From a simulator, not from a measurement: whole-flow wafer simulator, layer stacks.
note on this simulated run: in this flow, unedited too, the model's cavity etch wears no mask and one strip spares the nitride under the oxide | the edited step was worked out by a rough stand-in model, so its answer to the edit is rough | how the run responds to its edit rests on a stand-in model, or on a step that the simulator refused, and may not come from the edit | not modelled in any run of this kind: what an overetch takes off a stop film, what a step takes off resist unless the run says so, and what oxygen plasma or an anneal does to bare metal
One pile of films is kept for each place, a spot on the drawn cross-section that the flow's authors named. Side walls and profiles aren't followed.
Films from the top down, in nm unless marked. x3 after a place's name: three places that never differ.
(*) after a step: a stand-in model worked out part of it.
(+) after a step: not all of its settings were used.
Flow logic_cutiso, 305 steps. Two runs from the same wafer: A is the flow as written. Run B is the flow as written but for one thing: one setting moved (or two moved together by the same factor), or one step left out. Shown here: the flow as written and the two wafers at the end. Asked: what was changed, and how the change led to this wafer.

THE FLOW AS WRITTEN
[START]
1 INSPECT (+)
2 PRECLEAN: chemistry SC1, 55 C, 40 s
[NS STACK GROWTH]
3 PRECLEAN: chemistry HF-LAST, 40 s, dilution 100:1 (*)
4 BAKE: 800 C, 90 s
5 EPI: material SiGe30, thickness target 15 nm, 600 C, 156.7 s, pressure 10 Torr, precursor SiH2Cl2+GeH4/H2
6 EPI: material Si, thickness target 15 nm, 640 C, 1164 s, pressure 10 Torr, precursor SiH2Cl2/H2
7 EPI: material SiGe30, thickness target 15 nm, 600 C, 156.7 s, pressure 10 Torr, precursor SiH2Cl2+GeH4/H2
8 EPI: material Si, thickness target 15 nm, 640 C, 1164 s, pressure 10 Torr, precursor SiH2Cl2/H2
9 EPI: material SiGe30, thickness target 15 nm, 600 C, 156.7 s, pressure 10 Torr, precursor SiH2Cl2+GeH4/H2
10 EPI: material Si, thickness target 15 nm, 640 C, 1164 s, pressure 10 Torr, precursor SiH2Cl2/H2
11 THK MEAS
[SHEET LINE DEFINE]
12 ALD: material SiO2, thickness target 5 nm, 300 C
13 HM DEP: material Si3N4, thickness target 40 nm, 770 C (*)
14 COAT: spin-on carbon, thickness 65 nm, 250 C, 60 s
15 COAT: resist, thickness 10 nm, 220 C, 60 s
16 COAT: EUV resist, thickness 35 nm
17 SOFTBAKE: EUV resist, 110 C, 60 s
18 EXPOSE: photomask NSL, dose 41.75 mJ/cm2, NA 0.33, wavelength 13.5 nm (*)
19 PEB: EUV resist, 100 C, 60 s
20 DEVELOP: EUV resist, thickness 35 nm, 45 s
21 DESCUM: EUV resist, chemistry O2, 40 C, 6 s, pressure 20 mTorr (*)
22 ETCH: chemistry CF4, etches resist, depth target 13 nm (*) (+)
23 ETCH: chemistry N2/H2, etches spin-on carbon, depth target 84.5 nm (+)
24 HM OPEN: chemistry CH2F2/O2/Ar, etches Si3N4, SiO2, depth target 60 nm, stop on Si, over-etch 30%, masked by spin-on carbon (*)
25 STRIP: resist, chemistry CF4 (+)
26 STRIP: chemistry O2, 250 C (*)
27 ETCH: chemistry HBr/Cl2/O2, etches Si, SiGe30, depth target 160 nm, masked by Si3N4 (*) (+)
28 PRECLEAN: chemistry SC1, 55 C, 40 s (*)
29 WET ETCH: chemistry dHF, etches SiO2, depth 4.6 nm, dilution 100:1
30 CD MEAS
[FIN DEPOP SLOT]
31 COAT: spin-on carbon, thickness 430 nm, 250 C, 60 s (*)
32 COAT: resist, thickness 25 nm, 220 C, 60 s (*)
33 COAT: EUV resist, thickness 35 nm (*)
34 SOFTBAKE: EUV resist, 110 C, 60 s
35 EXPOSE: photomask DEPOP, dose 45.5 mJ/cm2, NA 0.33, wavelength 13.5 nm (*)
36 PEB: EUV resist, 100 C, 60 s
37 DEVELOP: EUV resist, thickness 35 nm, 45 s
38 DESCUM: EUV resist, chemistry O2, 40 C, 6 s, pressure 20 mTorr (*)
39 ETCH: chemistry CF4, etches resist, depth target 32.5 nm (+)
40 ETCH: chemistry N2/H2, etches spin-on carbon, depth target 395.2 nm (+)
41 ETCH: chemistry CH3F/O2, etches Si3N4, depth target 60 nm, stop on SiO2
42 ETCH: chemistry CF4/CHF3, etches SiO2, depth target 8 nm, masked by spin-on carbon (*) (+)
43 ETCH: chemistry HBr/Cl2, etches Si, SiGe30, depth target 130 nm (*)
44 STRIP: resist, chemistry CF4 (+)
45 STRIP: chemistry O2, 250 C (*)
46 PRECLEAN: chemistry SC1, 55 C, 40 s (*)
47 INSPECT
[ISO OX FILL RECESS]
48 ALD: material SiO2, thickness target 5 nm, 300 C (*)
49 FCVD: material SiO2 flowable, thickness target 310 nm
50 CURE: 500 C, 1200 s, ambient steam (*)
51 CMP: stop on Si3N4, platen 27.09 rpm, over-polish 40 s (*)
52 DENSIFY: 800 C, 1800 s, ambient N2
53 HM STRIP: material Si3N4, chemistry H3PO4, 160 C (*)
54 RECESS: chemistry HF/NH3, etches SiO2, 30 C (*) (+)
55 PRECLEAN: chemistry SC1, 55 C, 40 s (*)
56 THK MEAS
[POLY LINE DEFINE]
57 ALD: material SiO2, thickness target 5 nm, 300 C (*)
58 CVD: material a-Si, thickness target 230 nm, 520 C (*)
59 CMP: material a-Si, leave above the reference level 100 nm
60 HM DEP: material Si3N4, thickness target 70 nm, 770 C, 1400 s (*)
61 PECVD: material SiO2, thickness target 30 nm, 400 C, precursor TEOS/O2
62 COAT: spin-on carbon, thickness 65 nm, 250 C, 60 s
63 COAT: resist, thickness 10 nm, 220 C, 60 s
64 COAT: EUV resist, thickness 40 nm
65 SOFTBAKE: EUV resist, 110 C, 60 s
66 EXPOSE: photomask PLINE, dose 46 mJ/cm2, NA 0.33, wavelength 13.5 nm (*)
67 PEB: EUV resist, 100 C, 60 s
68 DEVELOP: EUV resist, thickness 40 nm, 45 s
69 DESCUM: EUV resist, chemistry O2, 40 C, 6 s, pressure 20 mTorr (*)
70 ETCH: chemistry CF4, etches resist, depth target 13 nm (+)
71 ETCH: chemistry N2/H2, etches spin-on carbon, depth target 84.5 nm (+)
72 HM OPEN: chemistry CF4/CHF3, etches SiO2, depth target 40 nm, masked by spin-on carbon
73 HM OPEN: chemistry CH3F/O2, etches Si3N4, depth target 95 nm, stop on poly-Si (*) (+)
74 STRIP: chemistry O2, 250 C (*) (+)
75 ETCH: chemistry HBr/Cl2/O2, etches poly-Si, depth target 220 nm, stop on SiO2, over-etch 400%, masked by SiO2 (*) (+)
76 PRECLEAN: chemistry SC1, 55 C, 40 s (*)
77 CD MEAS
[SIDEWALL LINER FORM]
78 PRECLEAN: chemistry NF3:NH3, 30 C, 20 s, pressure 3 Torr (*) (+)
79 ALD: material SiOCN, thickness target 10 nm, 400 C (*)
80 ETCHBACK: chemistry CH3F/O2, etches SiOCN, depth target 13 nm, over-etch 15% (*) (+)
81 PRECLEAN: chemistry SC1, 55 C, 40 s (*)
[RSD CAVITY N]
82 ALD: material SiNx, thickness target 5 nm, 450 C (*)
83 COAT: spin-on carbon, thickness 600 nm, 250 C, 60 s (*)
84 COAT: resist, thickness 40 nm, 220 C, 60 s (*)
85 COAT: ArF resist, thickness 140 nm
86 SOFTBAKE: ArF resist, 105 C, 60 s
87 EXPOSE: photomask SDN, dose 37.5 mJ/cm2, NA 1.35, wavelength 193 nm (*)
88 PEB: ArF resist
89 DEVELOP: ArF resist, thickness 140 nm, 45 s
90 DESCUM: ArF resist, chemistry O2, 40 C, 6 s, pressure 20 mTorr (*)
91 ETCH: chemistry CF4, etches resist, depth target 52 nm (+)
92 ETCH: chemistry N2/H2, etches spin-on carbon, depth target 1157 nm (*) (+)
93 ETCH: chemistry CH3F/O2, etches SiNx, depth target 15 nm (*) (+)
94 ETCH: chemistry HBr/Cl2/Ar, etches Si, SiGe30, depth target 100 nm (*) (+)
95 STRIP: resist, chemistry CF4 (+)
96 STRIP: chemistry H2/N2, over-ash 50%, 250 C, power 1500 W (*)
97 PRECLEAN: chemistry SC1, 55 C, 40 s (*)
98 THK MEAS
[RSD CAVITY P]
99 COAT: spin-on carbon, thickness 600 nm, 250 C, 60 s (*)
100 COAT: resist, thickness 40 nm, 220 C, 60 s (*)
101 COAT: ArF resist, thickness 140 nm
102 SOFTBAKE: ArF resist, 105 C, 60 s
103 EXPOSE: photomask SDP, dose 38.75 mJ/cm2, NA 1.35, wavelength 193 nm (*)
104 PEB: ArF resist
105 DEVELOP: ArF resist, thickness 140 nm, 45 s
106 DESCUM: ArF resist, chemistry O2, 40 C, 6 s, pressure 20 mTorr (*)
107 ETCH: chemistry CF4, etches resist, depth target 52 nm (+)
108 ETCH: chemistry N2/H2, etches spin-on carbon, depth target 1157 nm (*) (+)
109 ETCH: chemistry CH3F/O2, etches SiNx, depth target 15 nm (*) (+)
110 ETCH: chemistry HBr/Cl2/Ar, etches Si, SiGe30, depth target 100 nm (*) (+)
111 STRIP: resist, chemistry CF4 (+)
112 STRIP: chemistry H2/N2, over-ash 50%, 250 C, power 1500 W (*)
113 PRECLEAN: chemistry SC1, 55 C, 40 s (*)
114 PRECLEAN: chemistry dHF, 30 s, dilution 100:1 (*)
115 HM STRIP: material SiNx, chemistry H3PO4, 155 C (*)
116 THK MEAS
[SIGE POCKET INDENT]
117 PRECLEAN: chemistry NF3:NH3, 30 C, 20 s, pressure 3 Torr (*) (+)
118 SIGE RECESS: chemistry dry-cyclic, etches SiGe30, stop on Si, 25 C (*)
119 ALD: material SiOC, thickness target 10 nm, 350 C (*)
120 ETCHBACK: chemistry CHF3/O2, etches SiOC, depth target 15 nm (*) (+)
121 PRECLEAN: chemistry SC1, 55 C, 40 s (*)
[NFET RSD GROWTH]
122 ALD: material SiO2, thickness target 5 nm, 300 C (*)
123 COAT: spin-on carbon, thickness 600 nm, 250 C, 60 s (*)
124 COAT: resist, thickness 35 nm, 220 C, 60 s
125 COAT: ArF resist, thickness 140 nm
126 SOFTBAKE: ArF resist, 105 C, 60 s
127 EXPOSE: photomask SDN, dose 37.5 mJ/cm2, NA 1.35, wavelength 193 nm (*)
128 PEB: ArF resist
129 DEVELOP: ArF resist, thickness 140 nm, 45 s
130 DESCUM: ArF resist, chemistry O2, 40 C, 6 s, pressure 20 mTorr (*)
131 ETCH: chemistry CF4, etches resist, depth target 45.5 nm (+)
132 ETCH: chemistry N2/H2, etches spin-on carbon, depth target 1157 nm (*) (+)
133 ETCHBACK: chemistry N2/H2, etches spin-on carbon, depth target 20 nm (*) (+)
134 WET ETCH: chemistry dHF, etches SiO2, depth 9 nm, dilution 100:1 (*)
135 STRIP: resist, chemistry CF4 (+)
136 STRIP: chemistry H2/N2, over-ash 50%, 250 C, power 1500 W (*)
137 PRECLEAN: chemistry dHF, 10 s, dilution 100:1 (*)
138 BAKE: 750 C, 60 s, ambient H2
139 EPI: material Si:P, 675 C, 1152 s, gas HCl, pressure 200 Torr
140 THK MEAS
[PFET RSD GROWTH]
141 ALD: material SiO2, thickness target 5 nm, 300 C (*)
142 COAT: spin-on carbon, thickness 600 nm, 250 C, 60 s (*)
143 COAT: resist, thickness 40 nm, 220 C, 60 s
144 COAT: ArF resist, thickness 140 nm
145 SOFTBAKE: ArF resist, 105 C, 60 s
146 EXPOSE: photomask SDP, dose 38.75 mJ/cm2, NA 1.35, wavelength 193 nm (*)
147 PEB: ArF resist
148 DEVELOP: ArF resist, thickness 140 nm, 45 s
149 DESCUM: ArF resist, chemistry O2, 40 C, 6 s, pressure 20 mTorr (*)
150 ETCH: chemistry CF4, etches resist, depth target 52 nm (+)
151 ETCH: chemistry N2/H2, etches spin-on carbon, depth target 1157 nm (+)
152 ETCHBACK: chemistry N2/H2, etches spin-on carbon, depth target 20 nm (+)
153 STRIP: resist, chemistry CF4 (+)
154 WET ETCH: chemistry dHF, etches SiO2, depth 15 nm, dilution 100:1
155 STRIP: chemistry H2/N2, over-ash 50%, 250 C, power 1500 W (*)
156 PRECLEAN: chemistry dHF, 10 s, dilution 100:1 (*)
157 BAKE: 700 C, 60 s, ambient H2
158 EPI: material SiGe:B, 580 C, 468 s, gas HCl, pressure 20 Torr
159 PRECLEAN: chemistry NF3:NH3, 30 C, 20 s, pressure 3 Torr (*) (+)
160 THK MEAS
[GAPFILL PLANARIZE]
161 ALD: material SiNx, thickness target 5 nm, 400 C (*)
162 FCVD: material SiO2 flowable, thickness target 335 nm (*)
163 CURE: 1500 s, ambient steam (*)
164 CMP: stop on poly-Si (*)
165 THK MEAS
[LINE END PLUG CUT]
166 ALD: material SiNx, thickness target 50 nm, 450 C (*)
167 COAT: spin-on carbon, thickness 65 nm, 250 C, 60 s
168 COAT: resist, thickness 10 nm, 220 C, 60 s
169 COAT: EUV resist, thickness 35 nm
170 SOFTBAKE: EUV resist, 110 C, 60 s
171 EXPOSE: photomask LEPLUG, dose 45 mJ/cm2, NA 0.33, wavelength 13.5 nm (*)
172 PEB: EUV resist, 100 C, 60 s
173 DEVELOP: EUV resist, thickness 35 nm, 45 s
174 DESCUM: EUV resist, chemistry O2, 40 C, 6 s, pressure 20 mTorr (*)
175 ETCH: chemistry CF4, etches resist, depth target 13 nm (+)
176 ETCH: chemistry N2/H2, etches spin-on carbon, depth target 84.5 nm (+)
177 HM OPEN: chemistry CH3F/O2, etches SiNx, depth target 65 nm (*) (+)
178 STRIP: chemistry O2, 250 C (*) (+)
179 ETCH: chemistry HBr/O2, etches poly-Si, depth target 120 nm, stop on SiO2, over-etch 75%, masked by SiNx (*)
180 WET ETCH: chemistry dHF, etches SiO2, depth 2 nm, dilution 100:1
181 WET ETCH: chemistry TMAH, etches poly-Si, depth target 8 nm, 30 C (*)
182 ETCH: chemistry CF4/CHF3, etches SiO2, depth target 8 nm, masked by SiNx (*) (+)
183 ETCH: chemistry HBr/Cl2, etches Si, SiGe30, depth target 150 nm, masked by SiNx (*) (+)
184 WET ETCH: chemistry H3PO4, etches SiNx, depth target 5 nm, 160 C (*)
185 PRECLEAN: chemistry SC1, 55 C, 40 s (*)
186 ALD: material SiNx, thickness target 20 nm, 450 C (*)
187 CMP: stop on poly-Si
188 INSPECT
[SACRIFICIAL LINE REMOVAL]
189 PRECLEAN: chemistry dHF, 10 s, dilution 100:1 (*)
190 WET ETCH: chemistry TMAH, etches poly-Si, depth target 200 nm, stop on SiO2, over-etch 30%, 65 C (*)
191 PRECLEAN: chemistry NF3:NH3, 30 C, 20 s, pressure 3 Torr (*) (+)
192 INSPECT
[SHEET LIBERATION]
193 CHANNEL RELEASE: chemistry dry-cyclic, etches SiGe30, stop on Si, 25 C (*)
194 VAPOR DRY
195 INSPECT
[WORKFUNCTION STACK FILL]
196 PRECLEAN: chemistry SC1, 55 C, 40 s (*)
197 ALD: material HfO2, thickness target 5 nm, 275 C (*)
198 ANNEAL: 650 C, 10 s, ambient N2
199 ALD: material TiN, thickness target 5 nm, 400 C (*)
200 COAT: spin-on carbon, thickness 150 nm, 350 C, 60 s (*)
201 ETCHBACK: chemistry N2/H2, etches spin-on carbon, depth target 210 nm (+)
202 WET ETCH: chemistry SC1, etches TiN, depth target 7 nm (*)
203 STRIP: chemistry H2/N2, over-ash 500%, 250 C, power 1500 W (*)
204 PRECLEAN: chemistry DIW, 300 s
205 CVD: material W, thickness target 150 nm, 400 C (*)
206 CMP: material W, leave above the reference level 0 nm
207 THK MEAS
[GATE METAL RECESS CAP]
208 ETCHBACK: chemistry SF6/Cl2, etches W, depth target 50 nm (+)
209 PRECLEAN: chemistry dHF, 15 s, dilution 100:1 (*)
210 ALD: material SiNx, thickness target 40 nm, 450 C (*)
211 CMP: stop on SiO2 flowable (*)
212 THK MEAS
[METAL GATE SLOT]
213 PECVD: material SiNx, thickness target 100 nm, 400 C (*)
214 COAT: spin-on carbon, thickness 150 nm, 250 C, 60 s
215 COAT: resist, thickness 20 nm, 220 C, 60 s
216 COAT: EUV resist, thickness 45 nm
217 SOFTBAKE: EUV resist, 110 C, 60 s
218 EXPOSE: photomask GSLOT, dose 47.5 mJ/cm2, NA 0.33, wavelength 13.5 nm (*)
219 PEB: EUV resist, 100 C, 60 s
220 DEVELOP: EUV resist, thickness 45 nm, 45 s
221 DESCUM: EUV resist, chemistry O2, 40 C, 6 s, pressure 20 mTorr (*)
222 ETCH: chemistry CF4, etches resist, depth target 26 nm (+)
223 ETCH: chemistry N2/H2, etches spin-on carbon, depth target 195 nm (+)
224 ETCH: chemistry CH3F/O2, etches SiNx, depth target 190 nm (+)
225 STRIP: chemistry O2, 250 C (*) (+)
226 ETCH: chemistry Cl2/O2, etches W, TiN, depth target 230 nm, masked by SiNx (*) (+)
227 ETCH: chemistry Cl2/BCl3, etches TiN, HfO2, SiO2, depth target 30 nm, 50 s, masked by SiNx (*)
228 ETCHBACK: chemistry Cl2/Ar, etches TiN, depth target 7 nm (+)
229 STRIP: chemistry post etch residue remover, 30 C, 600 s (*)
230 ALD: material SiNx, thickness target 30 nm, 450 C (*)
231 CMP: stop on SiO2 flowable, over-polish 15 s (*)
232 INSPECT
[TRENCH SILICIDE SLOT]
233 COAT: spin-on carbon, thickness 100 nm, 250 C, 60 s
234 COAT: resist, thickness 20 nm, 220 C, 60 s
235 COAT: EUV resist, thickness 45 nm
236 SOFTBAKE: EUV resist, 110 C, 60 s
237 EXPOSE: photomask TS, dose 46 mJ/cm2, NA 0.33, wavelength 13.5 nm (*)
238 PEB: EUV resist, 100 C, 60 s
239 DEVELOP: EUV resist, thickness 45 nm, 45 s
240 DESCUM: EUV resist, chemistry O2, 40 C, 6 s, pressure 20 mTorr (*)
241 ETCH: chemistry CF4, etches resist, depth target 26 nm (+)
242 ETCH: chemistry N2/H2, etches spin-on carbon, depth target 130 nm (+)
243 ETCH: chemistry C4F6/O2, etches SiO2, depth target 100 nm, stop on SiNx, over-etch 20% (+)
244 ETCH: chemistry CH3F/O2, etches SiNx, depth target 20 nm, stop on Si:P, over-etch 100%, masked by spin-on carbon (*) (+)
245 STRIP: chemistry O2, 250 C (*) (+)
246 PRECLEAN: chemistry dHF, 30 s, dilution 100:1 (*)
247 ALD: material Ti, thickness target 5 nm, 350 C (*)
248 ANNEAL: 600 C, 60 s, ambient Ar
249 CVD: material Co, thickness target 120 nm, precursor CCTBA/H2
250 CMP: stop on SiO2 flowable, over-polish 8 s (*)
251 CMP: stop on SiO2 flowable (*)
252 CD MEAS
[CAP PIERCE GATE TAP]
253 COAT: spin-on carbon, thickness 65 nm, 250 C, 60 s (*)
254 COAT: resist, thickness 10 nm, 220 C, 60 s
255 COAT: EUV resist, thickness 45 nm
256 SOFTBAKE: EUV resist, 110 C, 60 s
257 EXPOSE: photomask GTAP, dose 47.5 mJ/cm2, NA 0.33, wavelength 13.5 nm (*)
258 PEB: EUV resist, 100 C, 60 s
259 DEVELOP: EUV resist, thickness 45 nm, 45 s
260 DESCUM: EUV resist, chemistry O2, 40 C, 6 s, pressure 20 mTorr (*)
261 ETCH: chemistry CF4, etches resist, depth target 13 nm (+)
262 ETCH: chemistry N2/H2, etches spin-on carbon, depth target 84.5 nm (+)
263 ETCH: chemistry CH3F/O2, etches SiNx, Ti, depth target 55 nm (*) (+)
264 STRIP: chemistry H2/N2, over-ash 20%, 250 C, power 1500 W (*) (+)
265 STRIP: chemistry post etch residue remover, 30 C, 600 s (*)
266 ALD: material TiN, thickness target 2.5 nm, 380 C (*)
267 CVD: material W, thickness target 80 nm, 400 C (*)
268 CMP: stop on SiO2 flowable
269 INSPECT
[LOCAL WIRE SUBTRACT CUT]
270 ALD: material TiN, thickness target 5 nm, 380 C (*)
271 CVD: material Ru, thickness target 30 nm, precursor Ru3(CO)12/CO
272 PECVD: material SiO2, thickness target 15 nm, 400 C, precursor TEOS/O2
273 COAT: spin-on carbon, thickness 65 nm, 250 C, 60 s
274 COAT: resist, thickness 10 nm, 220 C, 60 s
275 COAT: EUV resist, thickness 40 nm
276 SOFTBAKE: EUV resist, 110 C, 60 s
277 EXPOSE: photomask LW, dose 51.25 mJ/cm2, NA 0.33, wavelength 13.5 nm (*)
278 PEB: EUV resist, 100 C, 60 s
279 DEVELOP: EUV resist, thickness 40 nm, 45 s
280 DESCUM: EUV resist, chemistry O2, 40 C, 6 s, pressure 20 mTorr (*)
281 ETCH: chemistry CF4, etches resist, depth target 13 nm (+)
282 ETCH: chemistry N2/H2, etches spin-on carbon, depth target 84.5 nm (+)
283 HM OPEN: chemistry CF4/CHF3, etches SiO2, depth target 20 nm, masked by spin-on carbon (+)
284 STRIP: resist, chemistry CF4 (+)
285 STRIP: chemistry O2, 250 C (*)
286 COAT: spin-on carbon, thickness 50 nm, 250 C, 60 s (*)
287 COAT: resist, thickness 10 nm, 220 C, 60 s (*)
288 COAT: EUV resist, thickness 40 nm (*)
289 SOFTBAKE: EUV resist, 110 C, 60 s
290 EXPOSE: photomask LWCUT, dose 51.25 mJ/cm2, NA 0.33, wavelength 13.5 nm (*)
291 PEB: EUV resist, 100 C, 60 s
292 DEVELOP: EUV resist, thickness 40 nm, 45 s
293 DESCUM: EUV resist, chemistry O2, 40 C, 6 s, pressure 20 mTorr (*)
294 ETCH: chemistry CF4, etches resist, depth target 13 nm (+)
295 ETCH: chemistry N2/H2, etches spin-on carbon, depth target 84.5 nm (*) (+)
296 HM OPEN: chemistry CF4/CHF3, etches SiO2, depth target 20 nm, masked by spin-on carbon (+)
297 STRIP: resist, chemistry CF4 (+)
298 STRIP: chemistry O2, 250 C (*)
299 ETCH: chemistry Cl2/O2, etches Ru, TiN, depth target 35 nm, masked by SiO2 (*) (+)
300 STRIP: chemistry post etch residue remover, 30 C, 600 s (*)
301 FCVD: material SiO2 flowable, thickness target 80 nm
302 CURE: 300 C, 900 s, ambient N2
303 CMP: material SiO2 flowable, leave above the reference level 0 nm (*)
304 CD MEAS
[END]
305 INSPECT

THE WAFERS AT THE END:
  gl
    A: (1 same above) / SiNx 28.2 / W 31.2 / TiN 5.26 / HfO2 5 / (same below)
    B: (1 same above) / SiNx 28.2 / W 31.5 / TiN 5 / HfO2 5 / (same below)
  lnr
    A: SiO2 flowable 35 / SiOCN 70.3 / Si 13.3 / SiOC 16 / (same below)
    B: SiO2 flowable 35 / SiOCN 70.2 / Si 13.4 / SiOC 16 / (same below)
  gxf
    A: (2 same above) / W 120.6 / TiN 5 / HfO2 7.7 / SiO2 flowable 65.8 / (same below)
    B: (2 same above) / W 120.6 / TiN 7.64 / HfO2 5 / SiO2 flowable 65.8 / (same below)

The cause: step 75, ETCH: over-etch 180% was run, where the flow has over-etch 400%.

How the change led to this, step by step:
  75 ETCH: chemistry HBr/Cl2/O2, etches poly-Si, depth target 220 nm, stop on SiO2, over-etch 400%, masked by SiO2 (*) (+)
      lnr, lnrp, lnrt, rsdn, rsdp, rsdw, rsdx: A chemical SiO2 -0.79 (all of it), poly-Si -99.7 (all of it), SiO2 -5 (all of it) | B chemical SiO2 -0.79 (all of it), poly-Si -99.7 (all of it), SiO2 -2.58
      depop, dpovl, gfld and 10 more: A SiO2 -9.58 | B SiO2 -7.5
      (and at 2 more places)
  78 PRECLEAN: chemistry NF3:NH3, 30 C, 20 s, pressure 3 Torr (*) (+)
      lnr, lnrp, lnrt, rsdn, rsdp, rsdw, rsdx: A chemical SiO2 -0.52 (all of it) | B SiO2 -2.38 (all of it), chemical SiO2 -0.49 (all of it)
      iso, lnri: A SiO2 -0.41 (all of it), SiO2 flowable -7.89 | B SiO2 -2.83 (all of it), SiO2 flowable -5.09
  120 ETCHBACK: chemistry CHF3/O2, etches SiOC, depth target 15 nm (*) (+)
      gl, tap: A SiOC -10 (all of it), SiO2 -4.21 (all of it), Si3N4 -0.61 | B SiOC -10 (all of it), SiO2 -5
      glp: A SiOC -10 (all of it), SiO2 -4.25 (all of it), Si3N4 -0.58 | B SiOC -10 (all of it), SiO2 -5
      (and at 2 more places)
  122 ALD: material SiO2, thickness target 5 nm, 300 C (*)
      gl, glp, tap: A SiO2 +5 (new film) | B SiO2 +5
      gxn: A SiO2 +6.76 (new film) | B SiO2 +7.09
      (and at 1 more place)
  132 ETCH: chemistry N2/H2, etches spin-on carbon, depth target 1157 nm (*) (+)
      gl, tap: A spin-on carbon -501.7 (all of it), SiO2 -5 (all of it), Si3N4 -0.5 | B spin-on carbon -501.6 (all of it), SiO2 -6.25 (all of it)
  133 ETCHBACK: chemistry N2/H2, etches spin-on carbon, depth target 20 nm (*) (+)
      gxn: A SiO2 -0.7 (all of it), Si3N4 -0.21 | B SiO2 -1.11
  134 WET ETCH: chemistry dHF, etches SiO2, depth 9 nm, dilution 100:1 (*)
      gxn: A Si3N4 -0.34 | B SiO2 -2.12 (all of it), Si3N4 -0.2
  141 ALD: material SiO2, thickness target 5 nm, 300 C (*)
      gxn: A SiO2 +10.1 (new film) | B SiO2 +11.8 (new film)
  153 STRIP: resist, chemistry CF4 (+)
      gxp: A SiO2 -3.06 (all of it) | B SiO2 -5.33
      glp: A SiO2 -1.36 (all of it) | B SiO2 -2.61 (all of it)
  161 ALD: material SiNx, thickness target 5 nm, 400 C (*)
      gxp: A SiNx +5 (new film) | B SiNx +5.65 (new film)
  164 CMP: stop on poly-Si (*)
      depop, dpovl, isow, ns, nsgap: A SiO2 flowable -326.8 (all of it), SiNx -5 (all of it), SiO2 -4.13 (all of it), Si3N4 -70 (all of it) | B SiO2 flowable -326.8 (all of it), SiNx -5 (all of it), SiO2 -6.21 (all of it), Si3N4 -70 (all of it)
      gfld, gxf: A SiO2 flowable -251.9 (all of it), SiNx -5 (all of it), SiO2 -4.13 (all of it), Si3N4 -70 (all of it) | B SiO2 flowable -251.5 (all of it), SiNx -5 (all of it), SiO2 -6.21 (all of it), Si3N4 -70 (all of it)
      (and at 9 more places)
  197 ALD: material HfO2, thickness target 5 nm, 275 C (*)
      gxf: A HfO2 +7.7 (new film) | B HfO2 +5 (new film)
  199 ALD: material TiN, thickness target 5 nm, 400 C (*)
      gfld: A TiN +7.64 (new film) | B TiN +5.6 (new film)
      gxf: A TiN +5 (new film) | B TiN +7.64 (new film)
  226 ETCH: chemistry Cl2/O2, etches W, TiN, depth target 230 nm, masked by SiNx (*) (+)
      gfld: A W -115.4 (all of it), TiN -7.64 (all of it), HfO2 -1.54 | B W -117.5 (all of it), TiN -5.6 (all of it), HfO2 -1.54
